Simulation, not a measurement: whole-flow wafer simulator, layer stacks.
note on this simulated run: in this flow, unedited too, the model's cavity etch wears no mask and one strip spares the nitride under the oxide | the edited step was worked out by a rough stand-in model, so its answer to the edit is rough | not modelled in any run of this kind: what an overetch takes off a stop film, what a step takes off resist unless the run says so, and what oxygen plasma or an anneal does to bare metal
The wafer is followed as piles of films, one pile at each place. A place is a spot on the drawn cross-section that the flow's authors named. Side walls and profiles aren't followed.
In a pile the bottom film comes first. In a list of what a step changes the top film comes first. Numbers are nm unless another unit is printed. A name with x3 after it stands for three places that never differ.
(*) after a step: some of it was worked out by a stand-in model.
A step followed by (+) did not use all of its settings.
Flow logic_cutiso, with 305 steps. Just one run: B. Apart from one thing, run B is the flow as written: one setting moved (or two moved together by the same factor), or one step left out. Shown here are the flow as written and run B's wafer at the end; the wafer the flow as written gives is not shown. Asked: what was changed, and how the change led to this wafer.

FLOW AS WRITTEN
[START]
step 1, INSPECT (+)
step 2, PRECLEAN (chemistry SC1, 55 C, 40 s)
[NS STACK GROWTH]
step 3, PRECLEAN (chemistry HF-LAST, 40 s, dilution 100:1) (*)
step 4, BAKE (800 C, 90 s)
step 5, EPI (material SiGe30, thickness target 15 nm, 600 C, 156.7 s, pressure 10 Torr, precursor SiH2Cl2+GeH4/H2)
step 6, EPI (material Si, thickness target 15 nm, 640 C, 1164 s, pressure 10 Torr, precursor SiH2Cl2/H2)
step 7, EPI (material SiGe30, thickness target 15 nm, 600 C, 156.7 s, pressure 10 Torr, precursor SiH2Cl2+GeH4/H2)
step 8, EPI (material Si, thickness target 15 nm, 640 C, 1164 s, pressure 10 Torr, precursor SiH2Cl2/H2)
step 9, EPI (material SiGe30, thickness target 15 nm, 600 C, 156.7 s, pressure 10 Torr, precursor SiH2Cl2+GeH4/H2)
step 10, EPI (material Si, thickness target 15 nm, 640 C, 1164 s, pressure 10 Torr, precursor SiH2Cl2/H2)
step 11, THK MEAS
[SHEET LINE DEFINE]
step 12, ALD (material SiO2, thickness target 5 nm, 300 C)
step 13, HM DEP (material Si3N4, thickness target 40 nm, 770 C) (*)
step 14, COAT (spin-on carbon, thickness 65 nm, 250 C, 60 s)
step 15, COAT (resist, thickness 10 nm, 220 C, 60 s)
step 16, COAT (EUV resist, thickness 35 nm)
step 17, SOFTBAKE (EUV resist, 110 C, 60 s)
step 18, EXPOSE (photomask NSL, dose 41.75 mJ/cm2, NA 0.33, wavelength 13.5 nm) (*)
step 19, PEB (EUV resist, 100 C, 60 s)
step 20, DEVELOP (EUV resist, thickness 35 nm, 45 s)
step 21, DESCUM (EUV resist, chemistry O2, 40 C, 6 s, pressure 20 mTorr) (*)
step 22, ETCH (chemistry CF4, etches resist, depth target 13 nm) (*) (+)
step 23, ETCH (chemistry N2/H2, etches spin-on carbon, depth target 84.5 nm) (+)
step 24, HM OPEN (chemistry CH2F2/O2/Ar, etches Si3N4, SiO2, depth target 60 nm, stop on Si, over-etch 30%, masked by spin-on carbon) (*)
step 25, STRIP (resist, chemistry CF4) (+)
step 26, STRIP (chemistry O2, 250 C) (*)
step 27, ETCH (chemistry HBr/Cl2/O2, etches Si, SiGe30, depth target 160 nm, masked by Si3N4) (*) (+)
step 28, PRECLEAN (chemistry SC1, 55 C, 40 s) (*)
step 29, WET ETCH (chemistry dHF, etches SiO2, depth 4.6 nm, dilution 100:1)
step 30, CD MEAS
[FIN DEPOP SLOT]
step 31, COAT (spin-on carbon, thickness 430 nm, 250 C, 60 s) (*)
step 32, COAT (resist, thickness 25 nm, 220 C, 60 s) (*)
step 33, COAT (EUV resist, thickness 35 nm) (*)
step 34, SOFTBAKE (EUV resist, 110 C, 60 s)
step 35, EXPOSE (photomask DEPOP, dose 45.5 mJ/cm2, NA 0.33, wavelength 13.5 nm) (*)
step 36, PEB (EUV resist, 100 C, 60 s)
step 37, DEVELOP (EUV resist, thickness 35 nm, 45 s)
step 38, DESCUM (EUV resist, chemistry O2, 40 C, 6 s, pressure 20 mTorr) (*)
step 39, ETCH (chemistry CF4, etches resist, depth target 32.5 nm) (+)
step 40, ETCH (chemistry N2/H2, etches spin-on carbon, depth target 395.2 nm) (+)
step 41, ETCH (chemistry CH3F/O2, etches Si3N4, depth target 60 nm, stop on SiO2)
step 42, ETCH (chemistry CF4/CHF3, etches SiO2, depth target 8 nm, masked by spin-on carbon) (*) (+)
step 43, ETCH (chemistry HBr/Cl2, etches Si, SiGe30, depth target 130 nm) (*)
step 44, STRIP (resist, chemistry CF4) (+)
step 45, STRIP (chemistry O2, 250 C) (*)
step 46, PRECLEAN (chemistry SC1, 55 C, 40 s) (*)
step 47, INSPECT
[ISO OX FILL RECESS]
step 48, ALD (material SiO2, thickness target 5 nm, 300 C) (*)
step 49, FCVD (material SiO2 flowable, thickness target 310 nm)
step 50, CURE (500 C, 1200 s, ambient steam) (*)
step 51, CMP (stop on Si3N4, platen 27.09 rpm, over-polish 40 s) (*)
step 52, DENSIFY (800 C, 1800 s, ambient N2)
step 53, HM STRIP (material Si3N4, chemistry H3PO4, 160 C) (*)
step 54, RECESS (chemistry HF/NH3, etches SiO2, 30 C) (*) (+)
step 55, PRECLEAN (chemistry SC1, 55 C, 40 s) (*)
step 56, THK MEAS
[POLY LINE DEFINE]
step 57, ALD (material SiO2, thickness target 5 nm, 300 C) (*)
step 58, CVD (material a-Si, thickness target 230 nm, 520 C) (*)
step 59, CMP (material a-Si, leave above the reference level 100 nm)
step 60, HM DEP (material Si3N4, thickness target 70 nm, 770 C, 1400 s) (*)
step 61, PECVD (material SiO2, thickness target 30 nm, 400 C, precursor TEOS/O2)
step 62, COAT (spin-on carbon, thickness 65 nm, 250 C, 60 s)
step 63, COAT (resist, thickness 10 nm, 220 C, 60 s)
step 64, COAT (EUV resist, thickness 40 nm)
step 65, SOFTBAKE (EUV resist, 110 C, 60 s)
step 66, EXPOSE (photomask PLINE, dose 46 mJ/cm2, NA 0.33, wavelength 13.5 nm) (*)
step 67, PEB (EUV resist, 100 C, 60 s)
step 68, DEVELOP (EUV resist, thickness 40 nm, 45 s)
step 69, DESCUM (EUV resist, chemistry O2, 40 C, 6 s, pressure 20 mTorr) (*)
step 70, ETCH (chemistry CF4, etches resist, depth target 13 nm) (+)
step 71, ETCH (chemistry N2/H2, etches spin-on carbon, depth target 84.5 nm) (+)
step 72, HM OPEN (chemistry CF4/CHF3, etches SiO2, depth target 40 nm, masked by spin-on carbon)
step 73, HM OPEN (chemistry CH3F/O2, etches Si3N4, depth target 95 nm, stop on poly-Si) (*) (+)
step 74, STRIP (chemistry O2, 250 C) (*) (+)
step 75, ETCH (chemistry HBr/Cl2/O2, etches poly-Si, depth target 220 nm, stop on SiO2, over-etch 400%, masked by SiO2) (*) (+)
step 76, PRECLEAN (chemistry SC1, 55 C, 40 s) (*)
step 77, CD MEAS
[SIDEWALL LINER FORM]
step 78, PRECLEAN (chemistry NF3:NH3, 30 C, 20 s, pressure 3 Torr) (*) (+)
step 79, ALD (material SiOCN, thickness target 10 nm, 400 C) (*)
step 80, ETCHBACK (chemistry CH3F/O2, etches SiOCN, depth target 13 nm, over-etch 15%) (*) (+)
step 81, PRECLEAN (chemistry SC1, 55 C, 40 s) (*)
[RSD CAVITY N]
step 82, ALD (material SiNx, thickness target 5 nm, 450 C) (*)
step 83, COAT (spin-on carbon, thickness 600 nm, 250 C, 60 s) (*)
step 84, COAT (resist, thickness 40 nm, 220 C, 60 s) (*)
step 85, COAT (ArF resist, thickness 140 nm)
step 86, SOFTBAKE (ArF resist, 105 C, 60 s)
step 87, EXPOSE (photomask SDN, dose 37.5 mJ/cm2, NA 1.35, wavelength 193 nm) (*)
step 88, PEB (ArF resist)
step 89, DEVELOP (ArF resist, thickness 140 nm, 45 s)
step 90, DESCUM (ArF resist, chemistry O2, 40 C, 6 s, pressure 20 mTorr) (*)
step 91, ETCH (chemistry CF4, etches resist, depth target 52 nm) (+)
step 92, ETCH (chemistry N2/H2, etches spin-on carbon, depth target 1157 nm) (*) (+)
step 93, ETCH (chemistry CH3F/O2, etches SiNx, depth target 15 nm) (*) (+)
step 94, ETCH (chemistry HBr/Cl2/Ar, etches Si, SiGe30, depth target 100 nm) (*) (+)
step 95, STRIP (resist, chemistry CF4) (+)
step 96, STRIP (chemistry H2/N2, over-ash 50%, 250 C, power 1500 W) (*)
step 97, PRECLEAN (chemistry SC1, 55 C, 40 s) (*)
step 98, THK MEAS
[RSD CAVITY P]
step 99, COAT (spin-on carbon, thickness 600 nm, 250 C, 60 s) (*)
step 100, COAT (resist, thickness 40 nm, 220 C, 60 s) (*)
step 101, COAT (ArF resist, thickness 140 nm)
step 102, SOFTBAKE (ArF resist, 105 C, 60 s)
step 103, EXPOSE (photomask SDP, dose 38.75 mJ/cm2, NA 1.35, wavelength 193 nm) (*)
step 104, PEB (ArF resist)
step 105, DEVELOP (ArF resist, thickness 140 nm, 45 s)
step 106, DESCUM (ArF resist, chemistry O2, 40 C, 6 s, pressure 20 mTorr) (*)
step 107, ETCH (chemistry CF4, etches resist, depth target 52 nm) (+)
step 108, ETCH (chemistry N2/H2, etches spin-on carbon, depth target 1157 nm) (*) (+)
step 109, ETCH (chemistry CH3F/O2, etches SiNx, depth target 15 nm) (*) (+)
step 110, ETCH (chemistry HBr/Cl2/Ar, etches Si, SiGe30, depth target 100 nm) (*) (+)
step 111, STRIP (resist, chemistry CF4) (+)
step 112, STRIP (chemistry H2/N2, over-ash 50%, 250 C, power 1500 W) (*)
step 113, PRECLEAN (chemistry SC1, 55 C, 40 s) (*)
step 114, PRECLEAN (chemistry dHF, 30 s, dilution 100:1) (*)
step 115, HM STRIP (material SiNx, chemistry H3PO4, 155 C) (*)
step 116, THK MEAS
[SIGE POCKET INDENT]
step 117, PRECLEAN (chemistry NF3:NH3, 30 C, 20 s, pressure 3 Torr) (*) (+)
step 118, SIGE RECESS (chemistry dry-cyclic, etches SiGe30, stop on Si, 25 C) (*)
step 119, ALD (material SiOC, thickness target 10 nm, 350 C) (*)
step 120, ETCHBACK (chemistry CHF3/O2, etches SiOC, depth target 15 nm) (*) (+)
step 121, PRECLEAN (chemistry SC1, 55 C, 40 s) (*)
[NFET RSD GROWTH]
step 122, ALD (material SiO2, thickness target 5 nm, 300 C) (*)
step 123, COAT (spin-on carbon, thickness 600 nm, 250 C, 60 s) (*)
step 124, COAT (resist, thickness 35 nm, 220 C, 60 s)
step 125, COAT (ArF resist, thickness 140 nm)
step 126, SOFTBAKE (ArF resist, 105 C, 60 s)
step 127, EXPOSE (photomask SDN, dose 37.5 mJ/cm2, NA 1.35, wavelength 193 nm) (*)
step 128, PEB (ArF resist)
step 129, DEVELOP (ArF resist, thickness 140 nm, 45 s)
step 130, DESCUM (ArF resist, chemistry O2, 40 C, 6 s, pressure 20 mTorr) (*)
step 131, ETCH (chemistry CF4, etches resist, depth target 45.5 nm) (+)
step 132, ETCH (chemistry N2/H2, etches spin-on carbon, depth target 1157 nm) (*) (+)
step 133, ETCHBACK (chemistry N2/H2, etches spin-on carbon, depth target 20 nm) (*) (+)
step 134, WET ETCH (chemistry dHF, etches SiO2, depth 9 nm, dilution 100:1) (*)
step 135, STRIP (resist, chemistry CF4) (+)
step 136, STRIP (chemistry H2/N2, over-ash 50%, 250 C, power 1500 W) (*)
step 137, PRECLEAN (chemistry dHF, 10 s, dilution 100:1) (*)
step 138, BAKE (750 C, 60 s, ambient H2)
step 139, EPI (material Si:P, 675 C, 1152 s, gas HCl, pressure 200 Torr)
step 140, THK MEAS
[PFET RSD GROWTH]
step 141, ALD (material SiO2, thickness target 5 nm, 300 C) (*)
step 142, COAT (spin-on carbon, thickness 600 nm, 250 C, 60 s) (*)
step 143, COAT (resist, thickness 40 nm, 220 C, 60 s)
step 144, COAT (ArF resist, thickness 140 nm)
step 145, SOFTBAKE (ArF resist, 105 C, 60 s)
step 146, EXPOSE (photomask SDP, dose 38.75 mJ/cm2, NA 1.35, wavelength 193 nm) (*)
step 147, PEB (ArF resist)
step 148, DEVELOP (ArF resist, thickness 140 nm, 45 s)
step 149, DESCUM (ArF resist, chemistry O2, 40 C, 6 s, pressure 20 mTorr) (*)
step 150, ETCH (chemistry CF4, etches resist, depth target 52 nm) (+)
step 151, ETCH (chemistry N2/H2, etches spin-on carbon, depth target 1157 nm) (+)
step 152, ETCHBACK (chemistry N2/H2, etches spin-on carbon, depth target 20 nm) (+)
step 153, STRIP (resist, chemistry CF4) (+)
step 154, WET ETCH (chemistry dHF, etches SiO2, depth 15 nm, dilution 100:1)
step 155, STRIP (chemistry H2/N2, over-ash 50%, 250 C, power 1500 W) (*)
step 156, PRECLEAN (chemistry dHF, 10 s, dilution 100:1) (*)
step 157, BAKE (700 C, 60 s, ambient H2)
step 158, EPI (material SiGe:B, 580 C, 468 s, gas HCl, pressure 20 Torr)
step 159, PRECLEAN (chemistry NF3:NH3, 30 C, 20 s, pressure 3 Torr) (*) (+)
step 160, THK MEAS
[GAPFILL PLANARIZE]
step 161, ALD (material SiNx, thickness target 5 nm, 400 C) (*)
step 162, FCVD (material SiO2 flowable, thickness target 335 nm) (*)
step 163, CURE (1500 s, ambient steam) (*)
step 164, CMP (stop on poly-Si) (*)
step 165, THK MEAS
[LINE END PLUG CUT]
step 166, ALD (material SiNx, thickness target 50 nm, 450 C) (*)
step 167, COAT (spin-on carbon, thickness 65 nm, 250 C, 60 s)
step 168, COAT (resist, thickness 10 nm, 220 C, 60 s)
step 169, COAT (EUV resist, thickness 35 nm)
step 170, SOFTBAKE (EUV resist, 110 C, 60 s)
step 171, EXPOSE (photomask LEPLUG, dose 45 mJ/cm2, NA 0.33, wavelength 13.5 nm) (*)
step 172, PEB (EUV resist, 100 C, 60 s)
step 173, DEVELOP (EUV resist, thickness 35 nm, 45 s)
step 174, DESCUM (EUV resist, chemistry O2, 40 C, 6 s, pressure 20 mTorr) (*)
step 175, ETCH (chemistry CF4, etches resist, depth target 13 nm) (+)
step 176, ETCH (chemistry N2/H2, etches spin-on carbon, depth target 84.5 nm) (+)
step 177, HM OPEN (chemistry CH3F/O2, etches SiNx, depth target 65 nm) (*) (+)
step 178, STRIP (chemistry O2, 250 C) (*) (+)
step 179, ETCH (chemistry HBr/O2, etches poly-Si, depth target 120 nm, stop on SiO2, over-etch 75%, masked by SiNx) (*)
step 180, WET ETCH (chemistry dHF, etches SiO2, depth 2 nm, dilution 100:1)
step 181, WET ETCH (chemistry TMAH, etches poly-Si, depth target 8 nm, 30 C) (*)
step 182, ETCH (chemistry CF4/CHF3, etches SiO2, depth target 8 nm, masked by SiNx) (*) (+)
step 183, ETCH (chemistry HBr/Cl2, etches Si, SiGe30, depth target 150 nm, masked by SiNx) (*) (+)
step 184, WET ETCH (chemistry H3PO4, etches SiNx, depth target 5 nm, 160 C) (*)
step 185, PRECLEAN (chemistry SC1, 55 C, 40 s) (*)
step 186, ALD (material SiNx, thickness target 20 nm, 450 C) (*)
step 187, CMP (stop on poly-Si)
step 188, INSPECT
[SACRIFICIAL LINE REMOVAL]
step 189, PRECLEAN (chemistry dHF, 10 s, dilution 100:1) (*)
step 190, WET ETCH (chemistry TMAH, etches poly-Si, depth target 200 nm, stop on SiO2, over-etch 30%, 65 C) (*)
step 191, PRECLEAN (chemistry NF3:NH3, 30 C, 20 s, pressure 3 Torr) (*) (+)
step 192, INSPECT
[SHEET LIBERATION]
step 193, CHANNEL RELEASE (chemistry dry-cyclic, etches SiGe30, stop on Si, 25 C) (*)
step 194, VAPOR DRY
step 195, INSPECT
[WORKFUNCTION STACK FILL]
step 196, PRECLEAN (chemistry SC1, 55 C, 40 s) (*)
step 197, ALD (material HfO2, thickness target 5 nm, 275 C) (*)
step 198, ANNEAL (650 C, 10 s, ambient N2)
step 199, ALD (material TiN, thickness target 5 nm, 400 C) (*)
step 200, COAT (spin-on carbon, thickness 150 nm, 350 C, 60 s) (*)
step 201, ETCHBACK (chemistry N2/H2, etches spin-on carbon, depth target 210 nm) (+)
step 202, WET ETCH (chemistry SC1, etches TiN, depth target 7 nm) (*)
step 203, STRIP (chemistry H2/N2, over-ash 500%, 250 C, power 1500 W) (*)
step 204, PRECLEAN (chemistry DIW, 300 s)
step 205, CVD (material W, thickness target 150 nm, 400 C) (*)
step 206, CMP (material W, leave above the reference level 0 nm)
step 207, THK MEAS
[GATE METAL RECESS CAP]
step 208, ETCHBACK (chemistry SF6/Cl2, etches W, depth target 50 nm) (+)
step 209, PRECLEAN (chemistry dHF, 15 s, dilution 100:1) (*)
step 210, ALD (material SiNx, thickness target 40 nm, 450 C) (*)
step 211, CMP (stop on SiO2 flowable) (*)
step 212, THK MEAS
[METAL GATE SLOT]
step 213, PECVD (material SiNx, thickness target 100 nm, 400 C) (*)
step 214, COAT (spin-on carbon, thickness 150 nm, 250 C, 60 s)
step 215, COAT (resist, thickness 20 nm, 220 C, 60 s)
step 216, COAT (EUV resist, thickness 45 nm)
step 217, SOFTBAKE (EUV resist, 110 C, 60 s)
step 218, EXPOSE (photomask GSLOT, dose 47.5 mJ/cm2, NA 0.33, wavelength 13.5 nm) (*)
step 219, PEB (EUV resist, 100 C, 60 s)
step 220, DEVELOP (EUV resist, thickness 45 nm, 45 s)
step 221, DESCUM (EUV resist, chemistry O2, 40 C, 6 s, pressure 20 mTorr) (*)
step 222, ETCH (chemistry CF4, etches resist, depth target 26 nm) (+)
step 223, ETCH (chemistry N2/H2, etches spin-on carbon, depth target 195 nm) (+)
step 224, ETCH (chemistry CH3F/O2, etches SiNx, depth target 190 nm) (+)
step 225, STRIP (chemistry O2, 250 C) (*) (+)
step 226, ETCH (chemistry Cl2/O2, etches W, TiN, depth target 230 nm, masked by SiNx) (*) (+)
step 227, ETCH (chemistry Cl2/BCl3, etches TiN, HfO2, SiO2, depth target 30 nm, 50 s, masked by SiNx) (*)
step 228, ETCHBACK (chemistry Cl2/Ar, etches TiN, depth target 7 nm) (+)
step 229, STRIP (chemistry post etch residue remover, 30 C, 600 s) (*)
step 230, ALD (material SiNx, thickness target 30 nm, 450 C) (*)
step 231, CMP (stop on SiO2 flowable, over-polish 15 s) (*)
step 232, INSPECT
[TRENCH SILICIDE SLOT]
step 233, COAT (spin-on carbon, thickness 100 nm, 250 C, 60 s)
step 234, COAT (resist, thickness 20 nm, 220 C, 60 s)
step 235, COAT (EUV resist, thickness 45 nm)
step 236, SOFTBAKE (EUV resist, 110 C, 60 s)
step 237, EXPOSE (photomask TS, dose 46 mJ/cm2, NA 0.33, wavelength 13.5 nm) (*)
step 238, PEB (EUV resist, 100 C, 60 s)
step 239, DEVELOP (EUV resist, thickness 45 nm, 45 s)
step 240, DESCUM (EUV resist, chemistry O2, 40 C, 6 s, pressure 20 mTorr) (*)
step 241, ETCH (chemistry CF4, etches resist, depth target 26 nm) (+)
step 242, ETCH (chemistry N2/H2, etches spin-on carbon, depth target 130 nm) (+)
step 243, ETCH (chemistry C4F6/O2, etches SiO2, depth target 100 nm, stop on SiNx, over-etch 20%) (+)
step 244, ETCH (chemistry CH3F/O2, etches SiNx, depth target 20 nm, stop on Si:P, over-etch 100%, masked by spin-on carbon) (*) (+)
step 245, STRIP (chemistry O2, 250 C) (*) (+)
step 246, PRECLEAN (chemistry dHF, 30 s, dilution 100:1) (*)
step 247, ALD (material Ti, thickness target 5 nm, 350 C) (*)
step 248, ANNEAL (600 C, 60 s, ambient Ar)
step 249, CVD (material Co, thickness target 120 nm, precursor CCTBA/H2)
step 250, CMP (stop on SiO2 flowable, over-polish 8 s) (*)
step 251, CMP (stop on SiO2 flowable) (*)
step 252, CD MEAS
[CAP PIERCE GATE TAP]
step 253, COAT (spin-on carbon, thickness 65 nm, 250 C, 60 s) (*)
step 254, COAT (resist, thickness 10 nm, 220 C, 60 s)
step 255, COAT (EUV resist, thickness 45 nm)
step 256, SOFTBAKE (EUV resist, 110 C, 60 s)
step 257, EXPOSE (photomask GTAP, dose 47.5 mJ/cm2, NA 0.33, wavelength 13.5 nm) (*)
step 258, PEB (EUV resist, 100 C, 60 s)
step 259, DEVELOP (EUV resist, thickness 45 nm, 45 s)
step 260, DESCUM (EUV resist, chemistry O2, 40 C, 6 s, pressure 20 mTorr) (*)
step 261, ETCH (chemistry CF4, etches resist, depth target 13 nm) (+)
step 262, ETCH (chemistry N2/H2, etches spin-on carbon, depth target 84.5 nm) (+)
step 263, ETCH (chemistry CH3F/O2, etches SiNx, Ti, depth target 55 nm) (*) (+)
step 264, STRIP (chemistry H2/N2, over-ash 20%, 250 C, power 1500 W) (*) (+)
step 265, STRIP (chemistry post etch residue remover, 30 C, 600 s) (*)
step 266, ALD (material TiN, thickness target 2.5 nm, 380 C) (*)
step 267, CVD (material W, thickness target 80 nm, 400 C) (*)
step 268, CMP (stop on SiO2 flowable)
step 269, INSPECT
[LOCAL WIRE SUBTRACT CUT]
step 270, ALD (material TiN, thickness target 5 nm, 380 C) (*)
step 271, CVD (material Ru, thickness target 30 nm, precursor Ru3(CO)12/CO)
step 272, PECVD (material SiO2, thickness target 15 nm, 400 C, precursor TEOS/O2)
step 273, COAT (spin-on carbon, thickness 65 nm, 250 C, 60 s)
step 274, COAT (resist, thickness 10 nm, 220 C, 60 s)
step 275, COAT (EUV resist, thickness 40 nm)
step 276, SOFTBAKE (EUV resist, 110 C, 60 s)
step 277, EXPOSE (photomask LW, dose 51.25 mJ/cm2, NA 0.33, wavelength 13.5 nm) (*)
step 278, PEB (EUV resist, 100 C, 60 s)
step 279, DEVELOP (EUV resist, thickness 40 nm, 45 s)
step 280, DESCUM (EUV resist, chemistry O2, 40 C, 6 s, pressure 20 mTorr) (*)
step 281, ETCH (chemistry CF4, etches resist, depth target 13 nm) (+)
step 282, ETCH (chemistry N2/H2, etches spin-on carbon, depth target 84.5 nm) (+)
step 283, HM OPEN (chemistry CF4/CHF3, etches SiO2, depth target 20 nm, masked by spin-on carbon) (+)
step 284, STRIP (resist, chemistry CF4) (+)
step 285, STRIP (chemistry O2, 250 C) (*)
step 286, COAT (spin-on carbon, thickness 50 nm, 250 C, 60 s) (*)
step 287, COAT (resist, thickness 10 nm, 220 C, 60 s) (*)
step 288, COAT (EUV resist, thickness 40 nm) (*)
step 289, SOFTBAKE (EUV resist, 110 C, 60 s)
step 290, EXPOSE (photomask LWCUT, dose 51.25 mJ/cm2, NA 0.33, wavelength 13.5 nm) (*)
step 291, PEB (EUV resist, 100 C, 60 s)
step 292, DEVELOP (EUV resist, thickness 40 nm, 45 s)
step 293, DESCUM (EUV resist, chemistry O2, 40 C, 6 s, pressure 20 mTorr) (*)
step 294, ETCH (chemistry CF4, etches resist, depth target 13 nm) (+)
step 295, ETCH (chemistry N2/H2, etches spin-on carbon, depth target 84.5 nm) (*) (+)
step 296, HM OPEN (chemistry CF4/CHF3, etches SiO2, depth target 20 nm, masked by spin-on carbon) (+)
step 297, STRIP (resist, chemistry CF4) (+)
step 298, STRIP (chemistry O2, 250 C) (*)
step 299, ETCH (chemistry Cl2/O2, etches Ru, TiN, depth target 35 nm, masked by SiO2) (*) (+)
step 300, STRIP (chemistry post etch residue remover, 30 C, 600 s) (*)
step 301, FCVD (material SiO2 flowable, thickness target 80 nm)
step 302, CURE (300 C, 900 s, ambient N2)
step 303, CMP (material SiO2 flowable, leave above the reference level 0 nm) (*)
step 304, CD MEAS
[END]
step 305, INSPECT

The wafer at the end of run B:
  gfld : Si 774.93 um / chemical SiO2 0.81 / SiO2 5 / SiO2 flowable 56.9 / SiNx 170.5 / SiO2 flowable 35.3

Cause: step 227, ETCH: depth target 12 nm was run, while the flow as written has depth target 30 nm; step 227, ETCH: 20 s was run, where the flow has 50 s.

How this came from the change, step by step:
  step 227, ETCH (chemistry Cl2/BCl3, etches TiN, HfO2, SiO2, depth target 30 nm, 50 s, masked by SiNx) (*)
      depop, dpovl, gl and 18 more: -15 SiNx (it would be, as written: -37.4 SiNx)
      gfld: -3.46 HfO2 (all of it), -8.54 SiO2 flowable (it would be, as written: -3.46 HfO2 (all of it), -26.5 SiO2 flowable)
  step 231, CMP (stop on SiO2 flowable, over-polish 15 s) (*)
      depop, dpovl, gfld and 10 more: -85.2 SiNx (it would be, as written: -62.7 SiNx)
      lnr, lnri, lnrp, lnrt: -83.4 SiNx (all of it), -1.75 SiOCN (it would be, as written: -61 SiNx (all of it), -1.75 SiOCN)
      (also at 5 further places)
